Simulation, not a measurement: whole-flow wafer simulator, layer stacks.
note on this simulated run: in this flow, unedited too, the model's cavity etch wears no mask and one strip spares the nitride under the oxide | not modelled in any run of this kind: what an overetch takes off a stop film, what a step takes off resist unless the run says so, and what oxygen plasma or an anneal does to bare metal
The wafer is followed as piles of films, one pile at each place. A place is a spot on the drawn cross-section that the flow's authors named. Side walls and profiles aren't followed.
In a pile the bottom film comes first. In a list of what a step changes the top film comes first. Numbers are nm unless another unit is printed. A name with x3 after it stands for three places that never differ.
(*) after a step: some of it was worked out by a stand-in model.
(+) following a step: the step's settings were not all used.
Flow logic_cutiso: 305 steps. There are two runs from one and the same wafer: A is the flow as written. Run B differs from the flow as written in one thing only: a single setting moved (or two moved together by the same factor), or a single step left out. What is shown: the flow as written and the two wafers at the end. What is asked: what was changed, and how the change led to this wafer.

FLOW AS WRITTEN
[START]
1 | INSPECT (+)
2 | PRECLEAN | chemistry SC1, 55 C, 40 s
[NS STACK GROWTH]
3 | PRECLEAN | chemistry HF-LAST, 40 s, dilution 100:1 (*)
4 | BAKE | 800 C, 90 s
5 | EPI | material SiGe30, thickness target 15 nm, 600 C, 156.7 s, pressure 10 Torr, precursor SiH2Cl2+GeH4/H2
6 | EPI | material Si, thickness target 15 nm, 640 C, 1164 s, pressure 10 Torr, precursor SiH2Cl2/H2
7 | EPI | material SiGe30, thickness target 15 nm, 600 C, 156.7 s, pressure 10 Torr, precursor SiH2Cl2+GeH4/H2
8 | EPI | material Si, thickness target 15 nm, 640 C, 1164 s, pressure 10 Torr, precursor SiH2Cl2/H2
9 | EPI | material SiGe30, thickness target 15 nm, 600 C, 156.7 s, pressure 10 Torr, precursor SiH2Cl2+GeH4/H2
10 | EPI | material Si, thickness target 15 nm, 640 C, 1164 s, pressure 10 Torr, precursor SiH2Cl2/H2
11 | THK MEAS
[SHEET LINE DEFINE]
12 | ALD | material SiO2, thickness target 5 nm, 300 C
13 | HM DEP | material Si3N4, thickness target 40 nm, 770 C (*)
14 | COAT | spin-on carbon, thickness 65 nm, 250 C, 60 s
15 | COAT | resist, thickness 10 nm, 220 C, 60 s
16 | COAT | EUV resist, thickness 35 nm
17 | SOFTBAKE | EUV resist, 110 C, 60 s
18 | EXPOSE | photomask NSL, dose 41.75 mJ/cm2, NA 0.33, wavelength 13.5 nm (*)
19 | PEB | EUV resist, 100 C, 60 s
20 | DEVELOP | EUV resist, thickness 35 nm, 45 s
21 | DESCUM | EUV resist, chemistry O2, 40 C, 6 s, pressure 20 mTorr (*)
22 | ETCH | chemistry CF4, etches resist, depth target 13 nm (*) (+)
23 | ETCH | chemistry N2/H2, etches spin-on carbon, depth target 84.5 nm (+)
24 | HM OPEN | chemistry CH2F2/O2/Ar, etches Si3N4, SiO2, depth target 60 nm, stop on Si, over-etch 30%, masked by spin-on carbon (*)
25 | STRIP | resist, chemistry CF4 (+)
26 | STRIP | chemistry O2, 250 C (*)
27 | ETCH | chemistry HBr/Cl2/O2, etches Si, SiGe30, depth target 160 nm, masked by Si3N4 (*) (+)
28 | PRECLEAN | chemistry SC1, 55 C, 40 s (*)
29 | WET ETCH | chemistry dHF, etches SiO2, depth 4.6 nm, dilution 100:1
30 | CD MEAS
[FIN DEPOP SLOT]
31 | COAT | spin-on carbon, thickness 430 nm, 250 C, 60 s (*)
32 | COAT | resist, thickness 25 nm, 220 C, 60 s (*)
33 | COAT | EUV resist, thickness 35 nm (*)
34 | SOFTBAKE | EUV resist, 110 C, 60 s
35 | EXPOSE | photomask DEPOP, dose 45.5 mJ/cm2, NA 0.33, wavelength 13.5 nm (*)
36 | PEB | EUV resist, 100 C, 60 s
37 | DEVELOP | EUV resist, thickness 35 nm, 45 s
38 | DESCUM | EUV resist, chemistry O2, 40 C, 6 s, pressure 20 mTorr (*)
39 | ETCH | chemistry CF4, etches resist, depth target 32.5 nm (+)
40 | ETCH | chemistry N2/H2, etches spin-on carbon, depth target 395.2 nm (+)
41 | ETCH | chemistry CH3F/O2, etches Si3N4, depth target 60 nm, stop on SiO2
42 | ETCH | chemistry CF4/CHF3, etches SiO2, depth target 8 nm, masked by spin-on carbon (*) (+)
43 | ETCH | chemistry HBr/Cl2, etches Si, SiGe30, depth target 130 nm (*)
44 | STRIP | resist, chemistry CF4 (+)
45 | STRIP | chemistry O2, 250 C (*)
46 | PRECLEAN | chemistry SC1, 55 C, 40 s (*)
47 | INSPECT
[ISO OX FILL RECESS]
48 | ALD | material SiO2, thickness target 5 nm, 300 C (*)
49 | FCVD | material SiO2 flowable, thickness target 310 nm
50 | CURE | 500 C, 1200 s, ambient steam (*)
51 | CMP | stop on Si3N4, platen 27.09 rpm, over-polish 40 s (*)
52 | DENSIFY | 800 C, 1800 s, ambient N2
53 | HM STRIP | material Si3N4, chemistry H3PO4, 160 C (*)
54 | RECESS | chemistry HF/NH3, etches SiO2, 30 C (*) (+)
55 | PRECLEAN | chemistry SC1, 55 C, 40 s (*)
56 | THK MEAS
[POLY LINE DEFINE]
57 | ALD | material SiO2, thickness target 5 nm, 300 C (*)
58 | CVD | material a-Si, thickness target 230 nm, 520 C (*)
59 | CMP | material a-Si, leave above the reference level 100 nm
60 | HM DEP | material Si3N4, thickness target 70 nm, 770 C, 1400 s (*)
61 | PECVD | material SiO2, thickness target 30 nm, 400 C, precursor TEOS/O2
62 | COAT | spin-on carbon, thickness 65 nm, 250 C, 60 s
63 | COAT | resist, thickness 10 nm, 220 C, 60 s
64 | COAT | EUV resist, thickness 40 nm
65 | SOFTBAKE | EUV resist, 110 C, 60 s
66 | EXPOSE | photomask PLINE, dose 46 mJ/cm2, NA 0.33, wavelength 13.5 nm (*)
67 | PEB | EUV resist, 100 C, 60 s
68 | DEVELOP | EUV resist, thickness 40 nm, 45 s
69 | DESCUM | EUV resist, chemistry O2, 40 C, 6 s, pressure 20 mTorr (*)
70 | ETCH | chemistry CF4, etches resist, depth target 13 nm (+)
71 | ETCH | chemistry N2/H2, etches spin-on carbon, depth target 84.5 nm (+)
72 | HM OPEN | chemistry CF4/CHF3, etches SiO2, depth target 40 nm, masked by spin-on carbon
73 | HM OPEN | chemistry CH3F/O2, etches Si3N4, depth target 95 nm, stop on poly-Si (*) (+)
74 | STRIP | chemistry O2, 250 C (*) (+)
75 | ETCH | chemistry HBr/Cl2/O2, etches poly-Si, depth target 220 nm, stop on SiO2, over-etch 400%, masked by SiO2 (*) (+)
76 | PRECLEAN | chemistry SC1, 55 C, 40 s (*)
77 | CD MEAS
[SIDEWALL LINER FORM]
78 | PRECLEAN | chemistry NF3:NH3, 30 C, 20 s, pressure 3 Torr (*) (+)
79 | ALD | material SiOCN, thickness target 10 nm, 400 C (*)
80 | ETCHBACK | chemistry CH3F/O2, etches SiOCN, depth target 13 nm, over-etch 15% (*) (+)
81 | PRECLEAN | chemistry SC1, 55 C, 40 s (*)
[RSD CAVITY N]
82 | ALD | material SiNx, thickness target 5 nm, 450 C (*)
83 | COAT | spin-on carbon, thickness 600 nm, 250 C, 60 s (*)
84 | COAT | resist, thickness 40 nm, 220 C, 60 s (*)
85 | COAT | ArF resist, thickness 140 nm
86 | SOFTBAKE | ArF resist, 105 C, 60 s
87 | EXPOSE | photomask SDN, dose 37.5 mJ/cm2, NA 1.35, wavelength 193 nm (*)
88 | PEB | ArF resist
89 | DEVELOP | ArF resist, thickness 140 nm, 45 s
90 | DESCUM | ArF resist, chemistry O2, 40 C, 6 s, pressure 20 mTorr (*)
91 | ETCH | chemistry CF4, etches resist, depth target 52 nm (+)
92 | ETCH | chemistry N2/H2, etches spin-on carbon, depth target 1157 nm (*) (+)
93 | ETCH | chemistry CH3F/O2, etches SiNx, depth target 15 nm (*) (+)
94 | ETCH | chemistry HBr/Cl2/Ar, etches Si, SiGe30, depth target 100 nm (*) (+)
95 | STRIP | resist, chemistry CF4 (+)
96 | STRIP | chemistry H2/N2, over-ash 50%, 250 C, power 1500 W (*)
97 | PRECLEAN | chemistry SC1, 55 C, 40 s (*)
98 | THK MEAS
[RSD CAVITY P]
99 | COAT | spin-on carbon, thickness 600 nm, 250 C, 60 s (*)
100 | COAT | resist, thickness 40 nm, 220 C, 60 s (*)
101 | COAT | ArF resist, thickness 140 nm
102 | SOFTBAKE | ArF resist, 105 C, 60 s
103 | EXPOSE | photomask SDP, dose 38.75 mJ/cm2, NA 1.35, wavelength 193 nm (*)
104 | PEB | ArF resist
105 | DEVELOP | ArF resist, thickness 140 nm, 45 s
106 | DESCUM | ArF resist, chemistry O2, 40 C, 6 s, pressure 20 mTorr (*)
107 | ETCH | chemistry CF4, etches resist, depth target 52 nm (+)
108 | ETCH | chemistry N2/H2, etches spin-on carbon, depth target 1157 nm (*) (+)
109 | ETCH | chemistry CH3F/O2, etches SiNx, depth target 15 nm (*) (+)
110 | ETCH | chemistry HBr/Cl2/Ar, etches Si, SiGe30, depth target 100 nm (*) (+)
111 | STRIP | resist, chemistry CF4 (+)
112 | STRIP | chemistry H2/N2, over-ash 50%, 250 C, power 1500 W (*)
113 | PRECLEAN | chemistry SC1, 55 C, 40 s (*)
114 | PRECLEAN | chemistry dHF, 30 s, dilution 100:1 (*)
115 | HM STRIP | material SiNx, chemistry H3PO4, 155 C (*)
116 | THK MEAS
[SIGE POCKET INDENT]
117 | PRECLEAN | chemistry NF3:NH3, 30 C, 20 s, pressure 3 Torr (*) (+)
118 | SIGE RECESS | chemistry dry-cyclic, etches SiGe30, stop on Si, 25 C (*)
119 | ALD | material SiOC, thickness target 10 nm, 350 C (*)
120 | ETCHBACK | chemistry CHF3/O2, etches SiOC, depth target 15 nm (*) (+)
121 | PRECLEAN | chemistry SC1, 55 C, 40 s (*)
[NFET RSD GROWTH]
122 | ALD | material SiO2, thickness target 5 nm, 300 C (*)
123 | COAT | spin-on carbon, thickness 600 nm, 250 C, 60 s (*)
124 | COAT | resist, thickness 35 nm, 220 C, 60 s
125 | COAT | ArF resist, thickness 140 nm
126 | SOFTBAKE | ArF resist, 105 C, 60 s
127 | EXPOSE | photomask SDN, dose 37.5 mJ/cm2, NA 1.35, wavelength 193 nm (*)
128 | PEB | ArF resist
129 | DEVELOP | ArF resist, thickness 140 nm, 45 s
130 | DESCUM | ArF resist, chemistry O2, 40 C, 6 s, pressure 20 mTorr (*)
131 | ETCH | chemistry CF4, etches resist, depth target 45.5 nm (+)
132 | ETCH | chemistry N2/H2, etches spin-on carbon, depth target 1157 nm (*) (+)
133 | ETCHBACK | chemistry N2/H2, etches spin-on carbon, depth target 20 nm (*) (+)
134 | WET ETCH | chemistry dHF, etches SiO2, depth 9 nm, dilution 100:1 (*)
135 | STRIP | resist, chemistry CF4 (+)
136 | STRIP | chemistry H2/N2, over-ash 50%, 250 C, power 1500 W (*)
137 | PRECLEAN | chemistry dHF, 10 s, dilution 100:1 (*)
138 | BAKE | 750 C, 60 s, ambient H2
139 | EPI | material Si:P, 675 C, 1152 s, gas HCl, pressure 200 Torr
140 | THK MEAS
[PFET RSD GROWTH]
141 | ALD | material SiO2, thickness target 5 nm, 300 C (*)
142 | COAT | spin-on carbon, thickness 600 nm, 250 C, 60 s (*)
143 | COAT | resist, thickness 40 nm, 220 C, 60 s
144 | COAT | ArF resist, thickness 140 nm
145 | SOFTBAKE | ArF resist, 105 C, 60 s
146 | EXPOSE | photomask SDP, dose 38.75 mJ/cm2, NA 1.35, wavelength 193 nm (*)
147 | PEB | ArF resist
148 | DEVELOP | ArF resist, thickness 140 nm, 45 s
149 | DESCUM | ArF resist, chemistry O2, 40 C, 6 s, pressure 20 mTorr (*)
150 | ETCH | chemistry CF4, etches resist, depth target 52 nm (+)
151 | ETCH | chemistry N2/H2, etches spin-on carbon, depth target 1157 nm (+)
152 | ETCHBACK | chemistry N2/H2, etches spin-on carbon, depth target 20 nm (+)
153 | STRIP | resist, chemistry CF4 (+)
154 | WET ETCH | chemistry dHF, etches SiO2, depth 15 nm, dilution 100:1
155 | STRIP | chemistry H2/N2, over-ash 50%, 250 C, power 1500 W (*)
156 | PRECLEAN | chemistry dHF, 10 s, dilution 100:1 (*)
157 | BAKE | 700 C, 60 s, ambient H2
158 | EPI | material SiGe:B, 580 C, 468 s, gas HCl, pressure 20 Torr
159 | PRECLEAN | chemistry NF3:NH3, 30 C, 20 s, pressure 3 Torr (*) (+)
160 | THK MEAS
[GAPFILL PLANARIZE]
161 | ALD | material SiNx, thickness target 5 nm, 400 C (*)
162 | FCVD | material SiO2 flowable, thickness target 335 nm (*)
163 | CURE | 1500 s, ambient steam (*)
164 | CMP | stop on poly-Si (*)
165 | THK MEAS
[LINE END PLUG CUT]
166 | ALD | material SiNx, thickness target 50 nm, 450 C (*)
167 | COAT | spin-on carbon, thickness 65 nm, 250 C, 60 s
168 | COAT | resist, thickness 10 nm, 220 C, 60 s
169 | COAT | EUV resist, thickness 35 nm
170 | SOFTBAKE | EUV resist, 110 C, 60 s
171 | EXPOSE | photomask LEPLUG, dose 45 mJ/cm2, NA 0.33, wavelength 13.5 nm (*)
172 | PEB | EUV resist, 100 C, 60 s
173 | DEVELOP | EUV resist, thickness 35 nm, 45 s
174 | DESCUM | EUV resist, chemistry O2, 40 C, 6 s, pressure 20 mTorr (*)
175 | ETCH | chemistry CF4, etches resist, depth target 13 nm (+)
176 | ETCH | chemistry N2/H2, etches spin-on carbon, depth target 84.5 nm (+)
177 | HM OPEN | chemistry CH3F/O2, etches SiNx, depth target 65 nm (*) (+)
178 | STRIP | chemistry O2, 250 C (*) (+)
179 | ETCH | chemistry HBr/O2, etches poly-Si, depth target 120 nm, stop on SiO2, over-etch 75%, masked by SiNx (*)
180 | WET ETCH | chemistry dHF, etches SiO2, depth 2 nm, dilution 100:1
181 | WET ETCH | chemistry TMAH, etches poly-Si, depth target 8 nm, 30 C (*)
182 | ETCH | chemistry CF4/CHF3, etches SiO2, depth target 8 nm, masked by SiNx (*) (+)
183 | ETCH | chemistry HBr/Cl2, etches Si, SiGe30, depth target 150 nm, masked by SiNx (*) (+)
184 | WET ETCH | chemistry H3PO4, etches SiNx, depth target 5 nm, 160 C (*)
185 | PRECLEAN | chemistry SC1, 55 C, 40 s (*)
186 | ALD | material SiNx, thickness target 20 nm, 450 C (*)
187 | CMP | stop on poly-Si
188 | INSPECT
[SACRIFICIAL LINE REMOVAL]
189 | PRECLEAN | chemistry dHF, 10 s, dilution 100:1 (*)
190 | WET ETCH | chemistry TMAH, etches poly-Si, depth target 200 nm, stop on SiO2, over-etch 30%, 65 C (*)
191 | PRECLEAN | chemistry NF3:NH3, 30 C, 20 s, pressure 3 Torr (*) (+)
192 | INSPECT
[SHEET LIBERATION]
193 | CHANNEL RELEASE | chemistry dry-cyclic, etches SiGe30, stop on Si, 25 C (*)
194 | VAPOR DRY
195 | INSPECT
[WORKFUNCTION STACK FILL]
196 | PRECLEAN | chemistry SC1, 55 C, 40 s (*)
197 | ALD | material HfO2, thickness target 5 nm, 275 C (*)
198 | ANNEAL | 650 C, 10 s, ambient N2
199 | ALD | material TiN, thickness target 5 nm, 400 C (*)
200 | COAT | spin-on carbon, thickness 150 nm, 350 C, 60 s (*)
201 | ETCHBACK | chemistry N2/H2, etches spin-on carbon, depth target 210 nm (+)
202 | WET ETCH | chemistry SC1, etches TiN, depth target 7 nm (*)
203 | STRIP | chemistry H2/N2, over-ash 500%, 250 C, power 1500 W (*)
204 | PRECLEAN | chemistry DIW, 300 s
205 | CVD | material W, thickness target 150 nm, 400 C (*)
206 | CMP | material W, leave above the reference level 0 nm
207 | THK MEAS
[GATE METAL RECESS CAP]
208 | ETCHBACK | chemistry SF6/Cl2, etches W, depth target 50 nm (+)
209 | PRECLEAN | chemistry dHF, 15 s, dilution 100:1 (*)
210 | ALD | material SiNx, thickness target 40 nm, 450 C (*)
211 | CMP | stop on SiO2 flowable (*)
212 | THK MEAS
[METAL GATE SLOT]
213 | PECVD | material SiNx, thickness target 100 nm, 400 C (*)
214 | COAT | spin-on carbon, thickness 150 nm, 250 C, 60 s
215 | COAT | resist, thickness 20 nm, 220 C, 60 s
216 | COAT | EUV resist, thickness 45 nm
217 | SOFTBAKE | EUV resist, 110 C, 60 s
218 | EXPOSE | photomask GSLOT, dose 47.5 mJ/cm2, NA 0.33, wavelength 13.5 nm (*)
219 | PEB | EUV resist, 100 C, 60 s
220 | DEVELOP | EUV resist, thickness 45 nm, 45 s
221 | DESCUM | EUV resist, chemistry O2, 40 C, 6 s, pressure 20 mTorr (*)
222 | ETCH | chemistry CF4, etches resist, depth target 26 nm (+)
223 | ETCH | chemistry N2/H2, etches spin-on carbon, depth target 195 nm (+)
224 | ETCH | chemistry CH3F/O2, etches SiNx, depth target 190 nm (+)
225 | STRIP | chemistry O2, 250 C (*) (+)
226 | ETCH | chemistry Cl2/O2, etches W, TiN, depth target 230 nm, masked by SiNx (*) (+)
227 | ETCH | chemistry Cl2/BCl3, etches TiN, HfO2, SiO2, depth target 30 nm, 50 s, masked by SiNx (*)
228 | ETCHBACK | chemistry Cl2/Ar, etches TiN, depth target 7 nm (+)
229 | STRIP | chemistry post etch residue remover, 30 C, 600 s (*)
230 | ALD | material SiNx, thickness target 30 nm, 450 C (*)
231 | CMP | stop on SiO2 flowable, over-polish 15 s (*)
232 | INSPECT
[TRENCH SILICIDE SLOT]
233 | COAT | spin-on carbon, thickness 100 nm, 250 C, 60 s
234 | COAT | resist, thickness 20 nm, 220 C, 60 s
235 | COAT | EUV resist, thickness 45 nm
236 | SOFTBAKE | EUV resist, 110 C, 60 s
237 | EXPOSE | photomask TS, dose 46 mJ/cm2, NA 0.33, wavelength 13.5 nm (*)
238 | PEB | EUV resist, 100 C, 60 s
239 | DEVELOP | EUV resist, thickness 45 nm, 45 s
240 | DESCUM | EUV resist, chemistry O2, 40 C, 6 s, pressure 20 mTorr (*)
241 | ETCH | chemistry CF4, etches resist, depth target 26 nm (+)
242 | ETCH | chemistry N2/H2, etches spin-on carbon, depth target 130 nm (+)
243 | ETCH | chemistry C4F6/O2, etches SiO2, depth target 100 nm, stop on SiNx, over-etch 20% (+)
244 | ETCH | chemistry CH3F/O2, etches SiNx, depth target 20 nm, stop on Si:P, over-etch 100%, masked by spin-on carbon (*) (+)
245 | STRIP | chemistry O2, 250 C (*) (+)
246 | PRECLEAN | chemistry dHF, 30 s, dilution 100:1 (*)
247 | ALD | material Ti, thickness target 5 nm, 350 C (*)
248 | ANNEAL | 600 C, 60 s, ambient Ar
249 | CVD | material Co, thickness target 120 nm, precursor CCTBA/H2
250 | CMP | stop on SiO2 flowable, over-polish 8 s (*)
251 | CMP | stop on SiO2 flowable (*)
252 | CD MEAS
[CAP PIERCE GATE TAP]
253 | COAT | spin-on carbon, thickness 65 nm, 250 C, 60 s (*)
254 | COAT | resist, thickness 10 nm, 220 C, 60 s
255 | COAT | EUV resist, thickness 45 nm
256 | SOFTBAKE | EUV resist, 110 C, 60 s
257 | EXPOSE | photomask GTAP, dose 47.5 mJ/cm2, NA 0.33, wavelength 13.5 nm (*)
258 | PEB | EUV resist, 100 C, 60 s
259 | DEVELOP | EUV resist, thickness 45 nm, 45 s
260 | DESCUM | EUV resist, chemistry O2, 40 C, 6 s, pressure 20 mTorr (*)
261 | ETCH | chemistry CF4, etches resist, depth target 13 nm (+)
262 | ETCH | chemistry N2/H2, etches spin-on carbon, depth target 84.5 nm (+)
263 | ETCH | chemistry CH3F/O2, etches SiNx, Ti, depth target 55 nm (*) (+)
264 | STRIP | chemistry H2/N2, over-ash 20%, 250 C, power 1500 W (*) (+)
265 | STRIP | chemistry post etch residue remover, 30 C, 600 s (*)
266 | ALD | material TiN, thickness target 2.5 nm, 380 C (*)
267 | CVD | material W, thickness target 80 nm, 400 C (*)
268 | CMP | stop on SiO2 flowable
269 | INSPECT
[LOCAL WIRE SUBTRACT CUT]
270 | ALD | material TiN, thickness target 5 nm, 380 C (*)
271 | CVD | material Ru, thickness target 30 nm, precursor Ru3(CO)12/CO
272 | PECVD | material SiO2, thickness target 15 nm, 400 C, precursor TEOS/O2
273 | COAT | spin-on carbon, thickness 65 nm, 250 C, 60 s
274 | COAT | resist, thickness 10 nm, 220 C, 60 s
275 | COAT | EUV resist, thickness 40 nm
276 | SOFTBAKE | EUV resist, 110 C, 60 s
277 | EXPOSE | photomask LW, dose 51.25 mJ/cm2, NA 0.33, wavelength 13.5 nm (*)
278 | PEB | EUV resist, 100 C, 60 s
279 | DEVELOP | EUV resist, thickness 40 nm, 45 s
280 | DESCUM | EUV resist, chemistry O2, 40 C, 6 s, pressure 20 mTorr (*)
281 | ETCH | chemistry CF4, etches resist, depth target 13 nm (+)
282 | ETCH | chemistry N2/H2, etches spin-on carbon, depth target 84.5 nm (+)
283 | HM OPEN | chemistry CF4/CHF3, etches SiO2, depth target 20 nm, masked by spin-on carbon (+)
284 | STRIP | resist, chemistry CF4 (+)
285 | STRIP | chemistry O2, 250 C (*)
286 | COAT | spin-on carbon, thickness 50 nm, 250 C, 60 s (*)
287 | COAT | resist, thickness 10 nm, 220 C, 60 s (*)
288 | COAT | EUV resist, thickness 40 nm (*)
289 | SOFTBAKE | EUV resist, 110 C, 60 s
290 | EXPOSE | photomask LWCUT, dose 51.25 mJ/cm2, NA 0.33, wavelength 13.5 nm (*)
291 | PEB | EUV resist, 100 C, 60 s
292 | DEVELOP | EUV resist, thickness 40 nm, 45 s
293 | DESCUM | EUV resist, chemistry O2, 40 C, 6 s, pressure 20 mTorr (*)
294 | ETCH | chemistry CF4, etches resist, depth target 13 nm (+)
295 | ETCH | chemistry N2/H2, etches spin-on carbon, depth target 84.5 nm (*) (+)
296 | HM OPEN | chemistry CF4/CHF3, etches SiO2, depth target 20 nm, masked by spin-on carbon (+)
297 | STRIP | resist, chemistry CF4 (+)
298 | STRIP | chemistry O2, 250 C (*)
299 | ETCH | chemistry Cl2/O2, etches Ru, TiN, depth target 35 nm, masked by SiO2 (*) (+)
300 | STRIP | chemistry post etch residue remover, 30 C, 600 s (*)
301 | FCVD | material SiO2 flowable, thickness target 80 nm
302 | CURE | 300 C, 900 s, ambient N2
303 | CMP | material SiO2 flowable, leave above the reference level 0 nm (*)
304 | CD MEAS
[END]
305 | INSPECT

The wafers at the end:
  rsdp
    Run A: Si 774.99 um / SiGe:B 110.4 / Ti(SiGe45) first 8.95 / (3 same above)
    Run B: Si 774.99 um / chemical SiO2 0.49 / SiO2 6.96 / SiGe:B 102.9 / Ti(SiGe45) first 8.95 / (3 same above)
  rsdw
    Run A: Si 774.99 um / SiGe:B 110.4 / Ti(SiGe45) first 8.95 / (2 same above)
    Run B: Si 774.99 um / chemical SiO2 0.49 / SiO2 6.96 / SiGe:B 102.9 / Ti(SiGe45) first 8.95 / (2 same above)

What caused this: step 151, ETCH: depth target 694.2 nm was run, though the flow has depth target 1157 nm.

The path from the change to this, step by step:
  151 | ETCH | chemistry N2/H2, etches spin-on carbon, depth target 1157 nm (+)
      rsdp, rsdw: A spin-on carbon loses 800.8 (all of it) | B spin-on carbon loses 694.2
      depop, dpovl, gfld and 14 more: A ArF resist loses 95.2 (all of it), resist loses 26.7 | B ArF resist loses 95.2 (all of it), resist loses 22.8
      (as well as at 3 more places)
  152 | ETCHBACK | chemistry N2/H2, etches spin-on carbon, depth target 20 nm (+)
      rsdp, rsdw: A SiO2 loses 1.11 | B spin-on carbon loses 20
  153 | STRIP | resist, chemistry CF4 (+)
      rsdp: A SiO2 loses 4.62 | B nothing
      rsdw: A SiO2 loses 5.11 | B nothing
      (as well as at 20 more places)
  154 | WET ETCH | chemistry dHF, etches SiO2, depth 15 nm, dilution 100:1
      rsdp: A SiO2 loses 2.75 (all of it), chemical SiO2 loses 0.49 (all of it) | B nothing
      rsdw: A SiO2 loses 2.25 (all of it), chemical SiO2 loses 0.49 (all of it) | B nothing
  155 | STRIP | chemistry H2/N2, over-ash 50%, 250 C, power 1500 W (*)
      rsdp, rsdw: A nothing | B spin-on carbon loses 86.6 (all of it)
  156 | PRECLEAN | chemistry dHF, 10 s, dilution 100:1 (*)
      rsdp, rsdw: A nothing | B SiO2 loses 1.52
  158 | EPI | material SiGe:B, 580 C, 468 s, gas HCl, pressure 20 Torr
      rsdp, rsdw: A SiGe:B gains 116.8 (new film) | B SiGe:B gains 109.4 (new film)
